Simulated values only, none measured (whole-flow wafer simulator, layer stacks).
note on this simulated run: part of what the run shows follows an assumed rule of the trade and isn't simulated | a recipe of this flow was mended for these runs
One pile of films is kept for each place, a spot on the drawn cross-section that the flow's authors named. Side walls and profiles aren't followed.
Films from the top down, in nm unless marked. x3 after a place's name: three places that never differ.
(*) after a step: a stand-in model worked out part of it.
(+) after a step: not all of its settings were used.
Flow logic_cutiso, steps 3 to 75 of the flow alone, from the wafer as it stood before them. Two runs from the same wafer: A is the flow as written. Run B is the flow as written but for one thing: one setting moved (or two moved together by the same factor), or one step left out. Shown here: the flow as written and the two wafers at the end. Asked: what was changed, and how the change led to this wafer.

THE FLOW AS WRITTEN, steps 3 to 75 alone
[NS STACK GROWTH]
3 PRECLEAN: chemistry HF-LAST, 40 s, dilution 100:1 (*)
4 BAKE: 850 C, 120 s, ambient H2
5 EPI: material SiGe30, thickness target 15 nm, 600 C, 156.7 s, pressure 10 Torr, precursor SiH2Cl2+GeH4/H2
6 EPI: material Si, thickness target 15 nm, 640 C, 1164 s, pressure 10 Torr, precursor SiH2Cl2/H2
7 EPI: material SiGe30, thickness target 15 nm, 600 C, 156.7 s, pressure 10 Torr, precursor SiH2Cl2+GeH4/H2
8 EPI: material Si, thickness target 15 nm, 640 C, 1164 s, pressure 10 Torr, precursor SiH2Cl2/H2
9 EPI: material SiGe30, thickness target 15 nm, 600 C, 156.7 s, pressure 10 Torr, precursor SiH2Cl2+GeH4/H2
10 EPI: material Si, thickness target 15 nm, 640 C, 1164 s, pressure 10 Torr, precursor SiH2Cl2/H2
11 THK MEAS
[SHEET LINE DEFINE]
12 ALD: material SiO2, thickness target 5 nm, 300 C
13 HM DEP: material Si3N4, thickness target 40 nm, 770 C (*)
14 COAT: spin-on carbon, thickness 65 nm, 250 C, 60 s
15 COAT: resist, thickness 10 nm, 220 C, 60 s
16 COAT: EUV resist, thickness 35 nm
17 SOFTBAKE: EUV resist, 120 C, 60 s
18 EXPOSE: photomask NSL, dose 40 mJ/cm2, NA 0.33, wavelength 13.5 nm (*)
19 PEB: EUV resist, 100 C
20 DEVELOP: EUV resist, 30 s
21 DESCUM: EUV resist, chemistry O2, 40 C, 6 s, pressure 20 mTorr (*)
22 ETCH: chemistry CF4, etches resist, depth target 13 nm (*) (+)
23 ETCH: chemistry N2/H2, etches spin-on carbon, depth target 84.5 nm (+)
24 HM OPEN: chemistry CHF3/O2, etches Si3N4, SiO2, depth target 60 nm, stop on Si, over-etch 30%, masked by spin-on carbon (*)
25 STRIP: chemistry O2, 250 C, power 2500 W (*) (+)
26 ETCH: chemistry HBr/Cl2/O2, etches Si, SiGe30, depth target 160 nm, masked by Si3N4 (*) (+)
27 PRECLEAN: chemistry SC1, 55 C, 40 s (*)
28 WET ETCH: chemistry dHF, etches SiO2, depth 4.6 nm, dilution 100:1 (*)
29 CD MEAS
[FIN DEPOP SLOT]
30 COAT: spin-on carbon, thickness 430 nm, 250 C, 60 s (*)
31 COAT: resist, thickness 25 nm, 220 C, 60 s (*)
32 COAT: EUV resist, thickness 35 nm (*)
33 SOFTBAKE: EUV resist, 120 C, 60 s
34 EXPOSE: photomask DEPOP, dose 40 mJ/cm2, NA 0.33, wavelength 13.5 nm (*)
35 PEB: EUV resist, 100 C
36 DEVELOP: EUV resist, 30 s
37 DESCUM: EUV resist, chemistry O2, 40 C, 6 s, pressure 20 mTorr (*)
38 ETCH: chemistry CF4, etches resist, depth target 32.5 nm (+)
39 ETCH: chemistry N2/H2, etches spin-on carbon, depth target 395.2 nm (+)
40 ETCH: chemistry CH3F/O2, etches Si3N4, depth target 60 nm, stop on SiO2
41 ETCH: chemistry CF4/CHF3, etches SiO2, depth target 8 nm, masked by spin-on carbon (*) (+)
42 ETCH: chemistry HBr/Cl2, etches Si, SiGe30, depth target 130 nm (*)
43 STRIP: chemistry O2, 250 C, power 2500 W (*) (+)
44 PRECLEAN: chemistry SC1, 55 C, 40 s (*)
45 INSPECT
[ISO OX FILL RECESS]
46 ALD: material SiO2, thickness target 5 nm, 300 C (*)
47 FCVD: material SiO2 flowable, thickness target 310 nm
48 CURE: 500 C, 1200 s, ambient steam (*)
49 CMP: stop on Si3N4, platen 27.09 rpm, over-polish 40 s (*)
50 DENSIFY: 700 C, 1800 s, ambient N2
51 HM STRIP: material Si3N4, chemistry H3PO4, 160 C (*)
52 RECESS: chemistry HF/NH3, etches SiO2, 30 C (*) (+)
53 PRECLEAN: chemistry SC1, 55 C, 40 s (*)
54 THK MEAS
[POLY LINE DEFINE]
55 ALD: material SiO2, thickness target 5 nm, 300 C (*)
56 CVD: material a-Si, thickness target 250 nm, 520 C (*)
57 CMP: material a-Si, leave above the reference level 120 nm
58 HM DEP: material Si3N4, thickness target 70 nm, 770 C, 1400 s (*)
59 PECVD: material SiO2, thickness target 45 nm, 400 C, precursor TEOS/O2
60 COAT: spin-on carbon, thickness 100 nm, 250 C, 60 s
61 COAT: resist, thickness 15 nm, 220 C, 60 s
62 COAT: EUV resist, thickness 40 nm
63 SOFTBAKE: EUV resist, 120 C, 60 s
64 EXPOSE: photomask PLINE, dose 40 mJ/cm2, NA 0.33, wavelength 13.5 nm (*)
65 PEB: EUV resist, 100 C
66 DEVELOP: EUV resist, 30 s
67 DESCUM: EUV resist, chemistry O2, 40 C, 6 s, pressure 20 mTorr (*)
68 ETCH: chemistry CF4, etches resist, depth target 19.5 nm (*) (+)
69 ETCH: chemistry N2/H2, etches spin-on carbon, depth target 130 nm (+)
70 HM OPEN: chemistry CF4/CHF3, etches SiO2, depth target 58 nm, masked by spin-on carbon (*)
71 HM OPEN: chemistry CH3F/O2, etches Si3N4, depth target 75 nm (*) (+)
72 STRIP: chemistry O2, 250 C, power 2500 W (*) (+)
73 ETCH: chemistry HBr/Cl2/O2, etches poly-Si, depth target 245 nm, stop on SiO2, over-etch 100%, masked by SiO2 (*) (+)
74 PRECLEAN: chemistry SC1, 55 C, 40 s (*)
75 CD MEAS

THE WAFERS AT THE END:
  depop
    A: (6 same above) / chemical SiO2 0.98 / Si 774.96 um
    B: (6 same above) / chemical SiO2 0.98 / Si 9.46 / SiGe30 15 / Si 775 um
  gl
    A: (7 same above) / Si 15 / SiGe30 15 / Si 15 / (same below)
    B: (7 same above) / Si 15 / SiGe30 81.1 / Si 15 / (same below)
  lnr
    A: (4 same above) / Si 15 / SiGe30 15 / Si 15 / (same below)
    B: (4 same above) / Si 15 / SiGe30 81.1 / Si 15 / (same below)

The cause: step 7, EPI: 690 C was run, where the flow has 600 C.

How the change led to this, step by step:
  7 EPI: material SiGe30, thickness target 15 nm, 600 C, 156.7 s, pressure 10 Torr, precursor SiH2Cl2+GeH4/H2
      depop, dpovl, gfld and 19 more: A SiGe30 +15 (new film) | B SiGe30 +81.1 (new film)
  26 ETCH: chemistry HBr/Cl2/O2, etches Si, SiGe30, depth target 160 nm, masked by Si3N4 (*) (+)
      dpovl, gfld, gxf, iso, isow, lnri, nsgap: A chemical SiO2 -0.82 (all of it), Si -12 (all of it), SiGe30 -15 (all of it), Si -15 (all of it), SiGe30 -15 (all of it), Si -15 (all of it), SiGe30 -15 (all of it), Si -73 | B chemical SiO2 -0.82 (all of it), Si -12 (all of it), SiGe30 -15 (all of it), Si -15 (all of it), SiGe30 -81.1 (all of it), Si -15 (all of it), SiGe30 -15 (all of it), Si -6.87
  42 ETCH: chemistry HBr/Cl2, etches Si, SiGe30, depth target 130 nm (*)
      depop: A Si -13.8 (all of it), SiGe30 -15 (all of it), Si -15 (all of it), SiGe30 -15 (all of it), Si -15 (all of it), SiGe30 -15 (all of it), Si -41.2 | B Si -13.8 (all of it), SiGe30 -15 (all of it), Si -15 (all of it), SiGe30 -81.1 (all of it), Si -5.08
